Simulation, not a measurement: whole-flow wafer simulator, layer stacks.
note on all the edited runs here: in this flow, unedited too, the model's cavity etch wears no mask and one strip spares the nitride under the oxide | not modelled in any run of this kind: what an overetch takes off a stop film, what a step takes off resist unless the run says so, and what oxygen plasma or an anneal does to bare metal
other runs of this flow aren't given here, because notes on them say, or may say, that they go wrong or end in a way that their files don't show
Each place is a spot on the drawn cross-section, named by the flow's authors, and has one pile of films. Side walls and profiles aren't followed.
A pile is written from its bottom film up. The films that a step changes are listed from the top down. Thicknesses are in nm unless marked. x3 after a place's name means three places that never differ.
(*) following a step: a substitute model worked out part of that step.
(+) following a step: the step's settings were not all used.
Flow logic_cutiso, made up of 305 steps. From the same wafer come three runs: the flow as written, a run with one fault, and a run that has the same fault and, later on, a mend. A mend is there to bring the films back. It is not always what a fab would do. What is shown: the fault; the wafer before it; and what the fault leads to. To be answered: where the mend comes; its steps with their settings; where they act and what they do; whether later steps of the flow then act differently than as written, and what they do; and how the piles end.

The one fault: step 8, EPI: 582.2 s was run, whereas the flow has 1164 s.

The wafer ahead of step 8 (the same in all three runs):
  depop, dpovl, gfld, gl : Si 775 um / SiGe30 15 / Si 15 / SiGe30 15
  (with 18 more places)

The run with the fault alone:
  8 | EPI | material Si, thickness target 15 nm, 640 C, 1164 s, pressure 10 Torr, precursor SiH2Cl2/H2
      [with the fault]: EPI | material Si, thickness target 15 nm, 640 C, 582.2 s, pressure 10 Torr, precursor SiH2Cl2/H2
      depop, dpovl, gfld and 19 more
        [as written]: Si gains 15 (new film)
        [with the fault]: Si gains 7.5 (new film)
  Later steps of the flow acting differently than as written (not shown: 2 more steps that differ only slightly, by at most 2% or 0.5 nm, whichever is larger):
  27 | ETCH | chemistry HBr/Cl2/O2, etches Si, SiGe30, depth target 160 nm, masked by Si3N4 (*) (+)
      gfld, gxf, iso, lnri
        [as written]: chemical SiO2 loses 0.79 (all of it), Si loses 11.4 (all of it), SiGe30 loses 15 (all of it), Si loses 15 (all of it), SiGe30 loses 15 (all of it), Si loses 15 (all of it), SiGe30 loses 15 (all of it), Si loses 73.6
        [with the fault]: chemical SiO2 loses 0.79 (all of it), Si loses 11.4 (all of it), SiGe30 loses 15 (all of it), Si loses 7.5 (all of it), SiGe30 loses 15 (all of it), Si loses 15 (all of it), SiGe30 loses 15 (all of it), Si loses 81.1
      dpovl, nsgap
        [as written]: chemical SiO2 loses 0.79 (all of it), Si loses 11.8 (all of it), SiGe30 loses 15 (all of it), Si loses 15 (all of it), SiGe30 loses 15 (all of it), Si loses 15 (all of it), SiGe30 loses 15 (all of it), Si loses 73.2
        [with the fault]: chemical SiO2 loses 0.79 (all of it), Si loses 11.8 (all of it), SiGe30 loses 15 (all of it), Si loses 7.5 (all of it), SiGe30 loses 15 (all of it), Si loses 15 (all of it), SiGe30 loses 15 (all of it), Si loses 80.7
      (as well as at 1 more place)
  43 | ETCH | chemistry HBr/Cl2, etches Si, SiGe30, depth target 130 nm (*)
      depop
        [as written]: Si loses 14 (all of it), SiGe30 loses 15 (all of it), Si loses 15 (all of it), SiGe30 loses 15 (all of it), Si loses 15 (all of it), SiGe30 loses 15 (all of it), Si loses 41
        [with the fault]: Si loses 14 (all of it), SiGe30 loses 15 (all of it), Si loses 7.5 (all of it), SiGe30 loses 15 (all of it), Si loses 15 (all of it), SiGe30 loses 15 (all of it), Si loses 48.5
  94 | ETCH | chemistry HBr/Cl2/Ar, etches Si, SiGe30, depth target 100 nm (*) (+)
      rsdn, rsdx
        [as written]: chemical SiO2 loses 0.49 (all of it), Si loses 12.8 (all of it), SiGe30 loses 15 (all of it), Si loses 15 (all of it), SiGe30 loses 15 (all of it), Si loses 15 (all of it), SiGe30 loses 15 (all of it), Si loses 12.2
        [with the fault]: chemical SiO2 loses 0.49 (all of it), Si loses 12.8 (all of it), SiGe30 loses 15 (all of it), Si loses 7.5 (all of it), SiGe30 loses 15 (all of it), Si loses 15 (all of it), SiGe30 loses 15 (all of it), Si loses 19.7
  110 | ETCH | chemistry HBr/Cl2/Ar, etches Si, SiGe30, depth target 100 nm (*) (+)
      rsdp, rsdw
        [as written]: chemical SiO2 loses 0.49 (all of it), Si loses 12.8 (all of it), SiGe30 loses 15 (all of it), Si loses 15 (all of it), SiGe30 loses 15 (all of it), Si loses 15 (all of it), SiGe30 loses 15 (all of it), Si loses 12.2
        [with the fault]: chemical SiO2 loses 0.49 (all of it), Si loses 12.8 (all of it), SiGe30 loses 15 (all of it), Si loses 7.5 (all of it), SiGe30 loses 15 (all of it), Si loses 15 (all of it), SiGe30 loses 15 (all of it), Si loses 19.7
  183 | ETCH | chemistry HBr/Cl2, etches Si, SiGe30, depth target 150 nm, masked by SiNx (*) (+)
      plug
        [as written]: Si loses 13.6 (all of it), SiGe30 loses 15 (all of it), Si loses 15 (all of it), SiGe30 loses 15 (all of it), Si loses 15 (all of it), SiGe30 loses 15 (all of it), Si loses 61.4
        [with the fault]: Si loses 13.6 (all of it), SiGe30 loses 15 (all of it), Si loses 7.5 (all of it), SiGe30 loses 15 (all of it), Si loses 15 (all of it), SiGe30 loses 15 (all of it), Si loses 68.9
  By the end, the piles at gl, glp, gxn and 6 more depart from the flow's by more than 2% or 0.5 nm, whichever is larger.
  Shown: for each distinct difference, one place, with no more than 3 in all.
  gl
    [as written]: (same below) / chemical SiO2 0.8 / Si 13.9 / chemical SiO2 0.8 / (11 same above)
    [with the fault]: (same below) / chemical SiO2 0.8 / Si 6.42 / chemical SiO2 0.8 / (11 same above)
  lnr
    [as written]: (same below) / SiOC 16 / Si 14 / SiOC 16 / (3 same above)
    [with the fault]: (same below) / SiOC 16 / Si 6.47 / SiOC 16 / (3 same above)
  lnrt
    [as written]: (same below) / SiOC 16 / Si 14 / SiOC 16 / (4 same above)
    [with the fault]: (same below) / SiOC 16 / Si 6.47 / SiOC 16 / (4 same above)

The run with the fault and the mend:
  The mend follows step 8.
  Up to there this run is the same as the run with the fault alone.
  8a | EPI | material Si, thickness target 15 nm, 640 C, 582.2 s, pressure 10 Torr, precursor SiH2Cl2/H2 (the flow's step 8 again, with other settings)
      depop, dpovl, gfld and 19 more
        Si gains 7.5
  Later steps of the flow that are run all act as written at every place that is followed.
  The piles end the same as the flow's at every place that both follow.
